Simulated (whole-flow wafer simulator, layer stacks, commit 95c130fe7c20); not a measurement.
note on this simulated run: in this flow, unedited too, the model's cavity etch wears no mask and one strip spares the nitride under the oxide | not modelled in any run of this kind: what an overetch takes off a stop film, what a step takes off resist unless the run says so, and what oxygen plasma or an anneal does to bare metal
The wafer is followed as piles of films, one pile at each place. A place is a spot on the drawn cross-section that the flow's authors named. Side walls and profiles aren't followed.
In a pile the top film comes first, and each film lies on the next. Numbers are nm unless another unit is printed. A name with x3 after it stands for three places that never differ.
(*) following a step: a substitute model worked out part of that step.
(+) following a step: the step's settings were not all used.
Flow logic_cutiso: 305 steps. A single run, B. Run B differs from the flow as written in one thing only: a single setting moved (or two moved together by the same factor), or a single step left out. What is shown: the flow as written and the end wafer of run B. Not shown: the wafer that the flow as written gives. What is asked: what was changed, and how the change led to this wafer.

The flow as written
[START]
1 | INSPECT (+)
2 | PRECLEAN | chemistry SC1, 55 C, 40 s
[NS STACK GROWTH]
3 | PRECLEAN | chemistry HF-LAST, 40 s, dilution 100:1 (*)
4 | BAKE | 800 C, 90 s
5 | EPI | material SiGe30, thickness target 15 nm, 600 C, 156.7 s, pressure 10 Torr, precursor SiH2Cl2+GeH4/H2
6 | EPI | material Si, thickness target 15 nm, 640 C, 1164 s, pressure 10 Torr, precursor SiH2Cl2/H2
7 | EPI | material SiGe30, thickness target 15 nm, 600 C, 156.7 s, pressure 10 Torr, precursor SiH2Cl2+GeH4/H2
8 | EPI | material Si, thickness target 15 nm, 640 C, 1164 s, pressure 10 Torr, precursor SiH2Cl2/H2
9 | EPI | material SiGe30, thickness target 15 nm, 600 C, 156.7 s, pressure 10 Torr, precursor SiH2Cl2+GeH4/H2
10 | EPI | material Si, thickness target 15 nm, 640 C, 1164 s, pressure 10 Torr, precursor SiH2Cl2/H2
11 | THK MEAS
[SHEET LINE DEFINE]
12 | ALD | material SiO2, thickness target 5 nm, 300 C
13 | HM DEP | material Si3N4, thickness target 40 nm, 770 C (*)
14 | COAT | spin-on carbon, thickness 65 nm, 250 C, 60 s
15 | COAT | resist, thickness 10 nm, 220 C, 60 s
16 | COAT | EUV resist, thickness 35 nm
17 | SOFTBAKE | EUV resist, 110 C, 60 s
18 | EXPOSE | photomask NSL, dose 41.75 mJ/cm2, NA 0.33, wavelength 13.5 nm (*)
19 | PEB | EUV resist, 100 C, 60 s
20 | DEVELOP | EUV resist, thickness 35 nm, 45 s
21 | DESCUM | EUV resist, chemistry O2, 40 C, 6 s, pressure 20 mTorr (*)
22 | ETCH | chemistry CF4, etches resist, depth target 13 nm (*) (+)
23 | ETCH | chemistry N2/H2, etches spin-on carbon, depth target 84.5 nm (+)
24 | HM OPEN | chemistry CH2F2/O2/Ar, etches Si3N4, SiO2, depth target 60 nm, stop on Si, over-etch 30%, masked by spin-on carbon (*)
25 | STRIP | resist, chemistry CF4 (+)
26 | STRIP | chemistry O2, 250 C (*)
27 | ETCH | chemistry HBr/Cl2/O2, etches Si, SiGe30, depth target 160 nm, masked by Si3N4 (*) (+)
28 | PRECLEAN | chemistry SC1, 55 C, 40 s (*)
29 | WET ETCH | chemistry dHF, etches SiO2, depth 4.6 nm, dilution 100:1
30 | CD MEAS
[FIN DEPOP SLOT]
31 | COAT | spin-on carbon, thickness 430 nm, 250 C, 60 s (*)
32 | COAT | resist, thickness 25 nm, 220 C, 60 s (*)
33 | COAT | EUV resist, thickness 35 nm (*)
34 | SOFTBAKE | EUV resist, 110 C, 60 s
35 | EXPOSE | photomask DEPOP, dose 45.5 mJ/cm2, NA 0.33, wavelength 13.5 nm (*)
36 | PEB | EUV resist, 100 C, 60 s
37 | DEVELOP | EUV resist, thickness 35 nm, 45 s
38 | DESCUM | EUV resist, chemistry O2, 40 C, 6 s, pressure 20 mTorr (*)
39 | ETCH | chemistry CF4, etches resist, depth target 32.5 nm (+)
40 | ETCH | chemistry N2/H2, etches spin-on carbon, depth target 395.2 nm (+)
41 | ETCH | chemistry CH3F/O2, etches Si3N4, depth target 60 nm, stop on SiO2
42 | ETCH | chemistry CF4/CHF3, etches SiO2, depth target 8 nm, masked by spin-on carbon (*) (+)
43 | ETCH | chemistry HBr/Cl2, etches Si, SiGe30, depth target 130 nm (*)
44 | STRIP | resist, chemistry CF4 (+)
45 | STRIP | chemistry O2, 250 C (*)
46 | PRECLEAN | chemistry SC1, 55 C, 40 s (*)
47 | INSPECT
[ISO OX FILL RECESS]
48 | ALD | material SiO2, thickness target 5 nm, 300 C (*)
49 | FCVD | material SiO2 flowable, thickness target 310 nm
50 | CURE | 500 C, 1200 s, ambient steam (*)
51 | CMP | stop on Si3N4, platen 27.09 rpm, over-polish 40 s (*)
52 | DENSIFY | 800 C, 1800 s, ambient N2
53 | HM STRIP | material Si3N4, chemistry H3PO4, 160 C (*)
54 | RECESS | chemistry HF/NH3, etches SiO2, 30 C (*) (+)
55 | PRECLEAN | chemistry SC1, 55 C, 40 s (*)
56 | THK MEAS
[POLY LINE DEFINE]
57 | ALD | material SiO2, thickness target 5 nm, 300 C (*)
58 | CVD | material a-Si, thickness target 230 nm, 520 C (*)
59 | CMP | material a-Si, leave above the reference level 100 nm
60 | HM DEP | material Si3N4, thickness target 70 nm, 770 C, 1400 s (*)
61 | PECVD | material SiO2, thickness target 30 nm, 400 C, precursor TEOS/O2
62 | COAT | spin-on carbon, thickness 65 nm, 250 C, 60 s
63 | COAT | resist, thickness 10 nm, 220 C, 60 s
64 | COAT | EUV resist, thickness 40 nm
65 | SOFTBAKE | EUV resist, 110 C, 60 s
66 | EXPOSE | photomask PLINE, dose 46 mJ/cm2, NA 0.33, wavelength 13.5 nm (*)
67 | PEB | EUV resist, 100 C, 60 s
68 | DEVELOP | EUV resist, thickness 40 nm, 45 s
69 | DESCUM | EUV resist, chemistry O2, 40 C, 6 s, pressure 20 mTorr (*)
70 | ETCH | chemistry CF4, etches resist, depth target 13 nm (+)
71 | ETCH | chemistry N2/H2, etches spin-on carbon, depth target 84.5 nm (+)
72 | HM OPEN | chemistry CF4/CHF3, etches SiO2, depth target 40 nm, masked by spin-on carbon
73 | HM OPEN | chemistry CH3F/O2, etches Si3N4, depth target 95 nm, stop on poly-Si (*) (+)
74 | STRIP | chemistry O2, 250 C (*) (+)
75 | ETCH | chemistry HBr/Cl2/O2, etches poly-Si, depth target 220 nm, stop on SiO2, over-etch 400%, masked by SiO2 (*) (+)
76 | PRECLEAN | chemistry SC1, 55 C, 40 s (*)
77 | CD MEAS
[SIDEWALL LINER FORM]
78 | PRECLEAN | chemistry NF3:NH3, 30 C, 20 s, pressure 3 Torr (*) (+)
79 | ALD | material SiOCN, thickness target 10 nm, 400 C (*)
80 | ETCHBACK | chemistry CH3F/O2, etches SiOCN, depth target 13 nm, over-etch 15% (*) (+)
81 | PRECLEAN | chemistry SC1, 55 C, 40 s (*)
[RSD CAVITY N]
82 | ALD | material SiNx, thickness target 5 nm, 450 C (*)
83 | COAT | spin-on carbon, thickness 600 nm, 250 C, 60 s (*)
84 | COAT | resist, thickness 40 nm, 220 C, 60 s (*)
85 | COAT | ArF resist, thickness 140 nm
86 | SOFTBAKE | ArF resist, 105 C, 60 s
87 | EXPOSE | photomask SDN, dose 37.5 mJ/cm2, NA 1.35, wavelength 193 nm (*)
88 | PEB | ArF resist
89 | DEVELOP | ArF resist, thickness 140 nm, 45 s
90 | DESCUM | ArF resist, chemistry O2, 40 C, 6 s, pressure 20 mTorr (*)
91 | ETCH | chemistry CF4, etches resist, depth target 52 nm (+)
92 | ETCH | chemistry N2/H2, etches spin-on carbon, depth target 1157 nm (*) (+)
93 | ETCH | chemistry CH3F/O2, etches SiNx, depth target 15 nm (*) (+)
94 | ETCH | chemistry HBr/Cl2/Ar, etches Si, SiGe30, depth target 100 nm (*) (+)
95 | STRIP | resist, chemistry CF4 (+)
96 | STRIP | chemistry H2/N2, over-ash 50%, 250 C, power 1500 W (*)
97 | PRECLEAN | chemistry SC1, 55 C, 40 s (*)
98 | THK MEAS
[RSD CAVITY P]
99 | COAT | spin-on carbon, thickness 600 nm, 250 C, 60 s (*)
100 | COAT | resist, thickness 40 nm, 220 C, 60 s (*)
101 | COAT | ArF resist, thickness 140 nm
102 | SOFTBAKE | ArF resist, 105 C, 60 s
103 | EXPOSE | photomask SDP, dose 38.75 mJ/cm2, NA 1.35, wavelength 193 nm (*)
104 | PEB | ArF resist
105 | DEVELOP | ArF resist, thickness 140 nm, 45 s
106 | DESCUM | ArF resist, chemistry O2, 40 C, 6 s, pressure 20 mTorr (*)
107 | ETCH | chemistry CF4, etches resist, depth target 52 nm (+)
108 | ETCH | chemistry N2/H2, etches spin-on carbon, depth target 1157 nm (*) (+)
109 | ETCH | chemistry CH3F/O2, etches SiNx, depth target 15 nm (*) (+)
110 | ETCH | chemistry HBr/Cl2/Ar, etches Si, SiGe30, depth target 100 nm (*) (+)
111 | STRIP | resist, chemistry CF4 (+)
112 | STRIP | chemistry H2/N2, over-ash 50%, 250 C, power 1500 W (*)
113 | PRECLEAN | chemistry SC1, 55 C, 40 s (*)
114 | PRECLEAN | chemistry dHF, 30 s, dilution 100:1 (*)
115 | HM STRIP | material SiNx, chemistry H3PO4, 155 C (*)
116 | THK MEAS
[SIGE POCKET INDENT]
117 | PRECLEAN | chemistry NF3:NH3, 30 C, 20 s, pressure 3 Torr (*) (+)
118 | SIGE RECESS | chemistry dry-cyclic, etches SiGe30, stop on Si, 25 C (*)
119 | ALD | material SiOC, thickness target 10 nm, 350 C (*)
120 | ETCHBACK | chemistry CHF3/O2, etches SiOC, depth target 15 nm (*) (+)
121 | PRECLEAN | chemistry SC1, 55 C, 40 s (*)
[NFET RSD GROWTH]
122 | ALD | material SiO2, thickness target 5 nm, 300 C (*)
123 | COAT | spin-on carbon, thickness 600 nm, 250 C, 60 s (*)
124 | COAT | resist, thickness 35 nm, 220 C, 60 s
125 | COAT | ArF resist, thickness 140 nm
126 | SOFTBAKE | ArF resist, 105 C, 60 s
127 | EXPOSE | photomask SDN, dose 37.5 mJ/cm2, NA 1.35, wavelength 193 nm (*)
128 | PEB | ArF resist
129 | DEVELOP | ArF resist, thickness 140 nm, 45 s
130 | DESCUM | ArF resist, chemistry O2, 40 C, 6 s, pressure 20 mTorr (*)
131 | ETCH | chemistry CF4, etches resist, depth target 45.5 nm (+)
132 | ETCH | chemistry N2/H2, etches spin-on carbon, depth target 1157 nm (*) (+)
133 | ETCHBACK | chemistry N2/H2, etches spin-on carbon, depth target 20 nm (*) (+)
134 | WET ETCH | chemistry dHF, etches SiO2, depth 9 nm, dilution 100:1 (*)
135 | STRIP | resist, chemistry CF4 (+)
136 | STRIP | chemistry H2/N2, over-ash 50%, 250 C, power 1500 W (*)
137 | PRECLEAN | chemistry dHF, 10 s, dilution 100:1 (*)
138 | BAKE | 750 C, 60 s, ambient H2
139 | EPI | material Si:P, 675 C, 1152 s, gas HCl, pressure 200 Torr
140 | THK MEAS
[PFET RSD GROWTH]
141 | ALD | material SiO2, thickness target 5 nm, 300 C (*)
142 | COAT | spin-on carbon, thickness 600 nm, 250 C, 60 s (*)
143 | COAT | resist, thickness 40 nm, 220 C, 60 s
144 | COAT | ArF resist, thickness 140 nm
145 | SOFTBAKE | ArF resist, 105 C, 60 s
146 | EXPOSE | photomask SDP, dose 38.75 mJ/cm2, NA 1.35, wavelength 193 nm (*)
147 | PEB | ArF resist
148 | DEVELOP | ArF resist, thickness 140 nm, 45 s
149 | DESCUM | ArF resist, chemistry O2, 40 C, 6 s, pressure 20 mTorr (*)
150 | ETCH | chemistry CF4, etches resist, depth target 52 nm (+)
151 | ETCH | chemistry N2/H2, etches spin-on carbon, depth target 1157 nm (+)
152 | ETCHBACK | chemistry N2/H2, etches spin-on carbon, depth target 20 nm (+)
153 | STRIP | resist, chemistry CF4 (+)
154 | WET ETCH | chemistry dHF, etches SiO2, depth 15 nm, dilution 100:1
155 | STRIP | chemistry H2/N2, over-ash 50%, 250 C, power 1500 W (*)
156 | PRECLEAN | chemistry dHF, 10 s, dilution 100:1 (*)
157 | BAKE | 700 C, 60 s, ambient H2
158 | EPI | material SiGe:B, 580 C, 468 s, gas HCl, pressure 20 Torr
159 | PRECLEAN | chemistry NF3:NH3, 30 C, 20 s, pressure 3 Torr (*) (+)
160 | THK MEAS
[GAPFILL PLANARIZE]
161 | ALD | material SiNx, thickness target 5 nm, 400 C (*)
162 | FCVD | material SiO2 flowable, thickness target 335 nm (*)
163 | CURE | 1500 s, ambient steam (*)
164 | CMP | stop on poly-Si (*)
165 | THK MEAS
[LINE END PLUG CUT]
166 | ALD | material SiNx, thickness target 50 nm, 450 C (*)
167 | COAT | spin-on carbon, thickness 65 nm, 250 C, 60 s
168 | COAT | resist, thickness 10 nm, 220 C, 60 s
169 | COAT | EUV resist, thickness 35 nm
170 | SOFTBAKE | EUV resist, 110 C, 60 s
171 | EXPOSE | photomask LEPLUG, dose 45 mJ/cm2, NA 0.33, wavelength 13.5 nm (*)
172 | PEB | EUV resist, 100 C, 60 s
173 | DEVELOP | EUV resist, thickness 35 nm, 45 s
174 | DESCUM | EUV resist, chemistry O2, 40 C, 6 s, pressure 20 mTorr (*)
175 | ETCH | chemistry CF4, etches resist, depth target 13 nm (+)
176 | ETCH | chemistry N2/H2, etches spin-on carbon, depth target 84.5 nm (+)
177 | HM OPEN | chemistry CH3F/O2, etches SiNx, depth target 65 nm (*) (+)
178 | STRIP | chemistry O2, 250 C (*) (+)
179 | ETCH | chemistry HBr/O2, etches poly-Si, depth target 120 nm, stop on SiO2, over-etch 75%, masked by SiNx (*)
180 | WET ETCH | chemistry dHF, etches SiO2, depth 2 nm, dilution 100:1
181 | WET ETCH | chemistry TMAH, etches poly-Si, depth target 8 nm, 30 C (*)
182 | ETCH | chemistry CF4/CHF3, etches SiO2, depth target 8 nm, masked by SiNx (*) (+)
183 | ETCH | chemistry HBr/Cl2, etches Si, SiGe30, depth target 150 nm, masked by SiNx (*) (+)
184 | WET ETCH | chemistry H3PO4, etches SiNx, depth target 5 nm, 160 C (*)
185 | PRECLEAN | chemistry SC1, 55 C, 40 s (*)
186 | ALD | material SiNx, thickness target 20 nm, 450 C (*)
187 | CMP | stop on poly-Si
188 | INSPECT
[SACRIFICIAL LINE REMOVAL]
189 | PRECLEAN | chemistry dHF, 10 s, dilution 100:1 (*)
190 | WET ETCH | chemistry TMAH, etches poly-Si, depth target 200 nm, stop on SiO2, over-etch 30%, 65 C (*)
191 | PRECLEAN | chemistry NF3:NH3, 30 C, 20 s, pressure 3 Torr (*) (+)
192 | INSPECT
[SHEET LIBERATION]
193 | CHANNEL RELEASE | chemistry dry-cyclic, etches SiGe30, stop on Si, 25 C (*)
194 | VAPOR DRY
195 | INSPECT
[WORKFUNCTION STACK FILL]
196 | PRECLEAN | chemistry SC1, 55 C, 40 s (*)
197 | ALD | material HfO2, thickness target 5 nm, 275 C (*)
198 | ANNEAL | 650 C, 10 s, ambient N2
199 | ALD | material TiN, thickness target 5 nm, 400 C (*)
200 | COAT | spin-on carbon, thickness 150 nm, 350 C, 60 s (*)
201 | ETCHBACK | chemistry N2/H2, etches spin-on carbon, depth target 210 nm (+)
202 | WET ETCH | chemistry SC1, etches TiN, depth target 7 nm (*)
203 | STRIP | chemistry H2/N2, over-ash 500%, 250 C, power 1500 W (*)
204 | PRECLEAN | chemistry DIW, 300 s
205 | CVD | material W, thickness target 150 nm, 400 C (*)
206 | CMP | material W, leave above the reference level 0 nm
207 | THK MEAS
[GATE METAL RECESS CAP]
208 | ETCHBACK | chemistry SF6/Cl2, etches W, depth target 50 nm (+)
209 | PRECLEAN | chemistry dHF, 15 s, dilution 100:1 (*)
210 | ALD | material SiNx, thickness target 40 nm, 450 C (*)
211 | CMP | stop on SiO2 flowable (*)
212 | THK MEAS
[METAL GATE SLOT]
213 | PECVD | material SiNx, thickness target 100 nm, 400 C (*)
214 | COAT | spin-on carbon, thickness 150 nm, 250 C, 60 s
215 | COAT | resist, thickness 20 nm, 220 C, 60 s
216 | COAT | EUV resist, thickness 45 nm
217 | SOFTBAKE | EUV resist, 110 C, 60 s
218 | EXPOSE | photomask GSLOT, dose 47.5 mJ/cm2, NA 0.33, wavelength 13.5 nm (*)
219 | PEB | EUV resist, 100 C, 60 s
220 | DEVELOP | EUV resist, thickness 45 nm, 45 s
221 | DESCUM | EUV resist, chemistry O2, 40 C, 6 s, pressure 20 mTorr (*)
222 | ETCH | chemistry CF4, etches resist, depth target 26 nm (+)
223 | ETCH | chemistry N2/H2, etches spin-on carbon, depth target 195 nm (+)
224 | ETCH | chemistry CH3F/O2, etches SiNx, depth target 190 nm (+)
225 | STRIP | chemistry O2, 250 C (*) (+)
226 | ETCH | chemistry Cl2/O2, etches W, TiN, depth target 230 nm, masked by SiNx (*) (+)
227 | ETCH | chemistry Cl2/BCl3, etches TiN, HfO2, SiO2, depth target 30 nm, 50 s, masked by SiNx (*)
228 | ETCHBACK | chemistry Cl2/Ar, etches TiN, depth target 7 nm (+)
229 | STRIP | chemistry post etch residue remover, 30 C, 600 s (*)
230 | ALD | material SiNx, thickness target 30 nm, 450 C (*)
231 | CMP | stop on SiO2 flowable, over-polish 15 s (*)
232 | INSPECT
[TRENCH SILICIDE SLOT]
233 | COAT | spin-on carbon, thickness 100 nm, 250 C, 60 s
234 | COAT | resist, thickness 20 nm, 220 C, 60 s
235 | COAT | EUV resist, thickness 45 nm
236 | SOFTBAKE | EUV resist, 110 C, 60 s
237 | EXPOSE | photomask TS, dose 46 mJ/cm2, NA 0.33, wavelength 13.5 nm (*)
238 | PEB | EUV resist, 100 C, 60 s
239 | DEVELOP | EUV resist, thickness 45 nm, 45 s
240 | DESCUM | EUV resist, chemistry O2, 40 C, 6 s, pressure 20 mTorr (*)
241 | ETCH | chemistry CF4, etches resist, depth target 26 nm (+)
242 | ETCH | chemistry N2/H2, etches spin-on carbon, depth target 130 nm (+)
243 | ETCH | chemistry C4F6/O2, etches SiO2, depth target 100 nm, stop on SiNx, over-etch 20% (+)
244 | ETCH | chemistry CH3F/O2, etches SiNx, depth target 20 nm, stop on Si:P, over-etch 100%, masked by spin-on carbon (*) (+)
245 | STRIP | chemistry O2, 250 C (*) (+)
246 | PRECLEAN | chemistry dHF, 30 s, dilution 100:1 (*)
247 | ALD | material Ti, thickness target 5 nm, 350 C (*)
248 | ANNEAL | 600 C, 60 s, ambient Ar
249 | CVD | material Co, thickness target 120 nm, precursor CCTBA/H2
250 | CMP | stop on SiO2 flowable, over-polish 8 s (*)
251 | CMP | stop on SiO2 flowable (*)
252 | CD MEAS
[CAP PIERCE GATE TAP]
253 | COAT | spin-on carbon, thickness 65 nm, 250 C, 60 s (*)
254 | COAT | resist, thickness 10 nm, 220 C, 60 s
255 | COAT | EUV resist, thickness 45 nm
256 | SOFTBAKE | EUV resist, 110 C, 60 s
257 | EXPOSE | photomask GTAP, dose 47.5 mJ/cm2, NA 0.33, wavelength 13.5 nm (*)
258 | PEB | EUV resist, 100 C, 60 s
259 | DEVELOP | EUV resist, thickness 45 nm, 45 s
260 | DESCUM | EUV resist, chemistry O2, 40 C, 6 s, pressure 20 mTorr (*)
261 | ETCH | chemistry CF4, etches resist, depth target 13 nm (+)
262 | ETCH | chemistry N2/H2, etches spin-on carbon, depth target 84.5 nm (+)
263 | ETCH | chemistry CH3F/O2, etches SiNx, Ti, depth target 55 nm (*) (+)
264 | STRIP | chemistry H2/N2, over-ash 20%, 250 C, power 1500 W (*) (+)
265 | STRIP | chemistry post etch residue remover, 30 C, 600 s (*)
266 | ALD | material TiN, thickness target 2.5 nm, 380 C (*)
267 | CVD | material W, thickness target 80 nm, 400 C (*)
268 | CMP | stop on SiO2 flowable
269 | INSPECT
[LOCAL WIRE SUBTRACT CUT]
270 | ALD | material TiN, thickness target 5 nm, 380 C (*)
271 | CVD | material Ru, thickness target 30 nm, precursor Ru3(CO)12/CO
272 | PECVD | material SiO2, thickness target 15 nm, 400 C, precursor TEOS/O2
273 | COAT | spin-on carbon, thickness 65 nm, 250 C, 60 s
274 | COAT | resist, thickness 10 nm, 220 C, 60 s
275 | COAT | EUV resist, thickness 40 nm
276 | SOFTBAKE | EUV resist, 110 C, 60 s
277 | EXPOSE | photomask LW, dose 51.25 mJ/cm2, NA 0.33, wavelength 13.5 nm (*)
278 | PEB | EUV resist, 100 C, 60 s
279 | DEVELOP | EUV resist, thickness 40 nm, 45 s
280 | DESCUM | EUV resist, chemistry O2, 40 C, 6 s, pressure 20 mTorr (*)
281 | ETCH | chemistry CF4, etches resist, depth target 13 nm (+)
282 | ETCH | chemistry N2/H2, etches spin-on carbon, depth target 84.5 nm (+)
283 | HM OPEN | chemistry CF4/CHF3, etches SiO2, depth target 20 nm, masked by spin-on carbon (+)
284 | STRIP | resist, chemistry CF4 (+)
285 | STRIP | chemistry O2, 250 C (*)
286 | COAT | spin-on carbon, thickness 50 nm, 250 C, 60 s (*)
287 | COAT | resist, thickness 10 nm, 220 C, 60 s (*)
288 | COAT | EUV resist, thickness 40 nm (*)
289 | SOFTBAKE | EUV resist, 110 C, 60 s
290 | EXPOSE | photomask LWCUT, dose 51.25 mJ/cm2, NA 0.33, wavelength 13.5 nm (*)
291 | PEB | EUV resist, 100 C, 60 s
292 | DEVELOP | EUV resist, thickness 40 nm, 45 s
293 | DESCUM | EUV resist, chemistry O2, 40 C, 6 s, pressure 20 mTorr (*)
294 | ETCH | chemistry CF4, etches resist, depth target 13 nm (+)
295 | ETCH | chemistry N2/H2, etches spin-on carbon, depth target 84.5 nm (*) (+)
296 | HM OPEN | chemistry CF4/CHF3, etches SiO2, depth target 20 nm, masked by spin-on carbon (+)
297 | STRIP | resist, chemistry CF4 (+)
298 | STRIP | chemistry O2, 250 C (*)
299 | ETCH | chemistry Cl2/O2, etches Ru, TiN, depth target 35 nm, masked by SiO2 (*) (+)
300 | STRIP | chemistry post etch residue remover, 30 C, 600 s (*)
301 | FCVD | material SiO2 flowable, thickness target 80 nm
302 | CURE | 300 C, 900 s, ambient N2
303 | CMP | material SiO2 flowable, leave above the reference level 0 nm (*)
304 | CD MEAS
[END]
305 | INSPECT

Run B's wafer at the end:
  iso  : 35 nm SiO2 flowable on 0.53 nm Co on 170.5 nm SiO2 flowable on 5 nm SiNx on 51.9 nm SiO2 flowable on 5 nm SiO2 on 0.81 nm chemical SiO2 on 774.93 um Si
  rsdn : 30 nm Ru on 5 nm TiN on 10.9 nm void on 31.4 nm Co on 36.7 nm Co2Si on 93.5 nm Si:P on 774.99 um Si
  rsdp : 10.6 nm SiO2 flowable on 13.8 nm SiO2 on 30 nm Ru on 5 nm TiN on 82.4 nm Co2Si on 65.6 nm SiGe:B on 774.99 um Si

The reason: step 247, ALD: material Ti, thickness target 5 nm, 350 C (*), was not run.

How this came from the change, step by step:
  248 | ANNEAL | 600 C, 60 s, ambient Ar
      rsdp, rsdw: nothing (as written it would have been: +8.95 Ti(SiGe45) first (new film), -5 Ti (all of it), -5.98 SiGe:B)
      rsdn: nothing (as written it would have been: +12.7 TiSi2 C49 (new film), -5 Ti (all of it), -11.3 Si:P)
  250 | CMP | stop on SiO2 flowable, over-polish 8 s (*)
      gl, glp, gxf, gxn, gxp, tap: -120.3 Co (all of it), -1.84 SiNx (as written it would have been: -120.3 Co (all of it), -5 Ti (all of it), -1.84 SiNx)
      depop, dpovl, isow, ns, nsgap: -120.3 Co (all of it), -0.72 SiNx (as written it would have been: -120.3 Co (all of it), -5 Ti (all of it), -0.72 SiNx)
      (and at 11 other places as well)
  251 | CMP | stop on SiO2 flowable (*)
      iso: -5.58 Co (as written it would have been: -1.22 Co (all of it), -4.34 Ti)
      rsdx: -5.22 Co (all of it) (as written it would have been: -5 Ti (all of it))
  265 | STRIP | chemistry post etch residue remover, 30 C, 600 s (*)
      iso: nothing (as written it would have been: -0.66 Ti (all of it))
  301 | FCVD | material SiO2 flowable, thickness target 80 nm
      iso: +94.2 SiO2 flowable (new film) (as written it would have been: +94.2 SiO2 flowable)
  302 | CURE | 300 C, 900 s, ambient N2
      rsdn: under 4 films: +10.9 void (new film), -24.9 Co, +36.7 Co2Si (new film), -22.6 Si:P (as written it would have been: nothing)
      rsdp: under 4 films: +82.4 Co2Si (new film), -56 Co (all of it), -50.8 SiGe:B (as written it would have been: nothing)
      (and at 1 other place as well)
  303 | CMP | material SiO2 flowable, leave above the reference level 0 nm (*)
      rsdp: -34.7 SiO2 flowable (as written it would have been: -45.3 SiO2 flowable (all of it), -13.8 SiO2 (all of it))
      rsdw: -34.7 SiO2 flowable (as written it would have been: -59.2 SiO2 flowable)
With metal films that touch counted as one body, iso has 1 body; the flow as written gives 0 bodies.
With metal films that touch counted as one body, rsdn has 2 bodies (between them, from the top down: void 10.9); the flow as written gives 1 body.
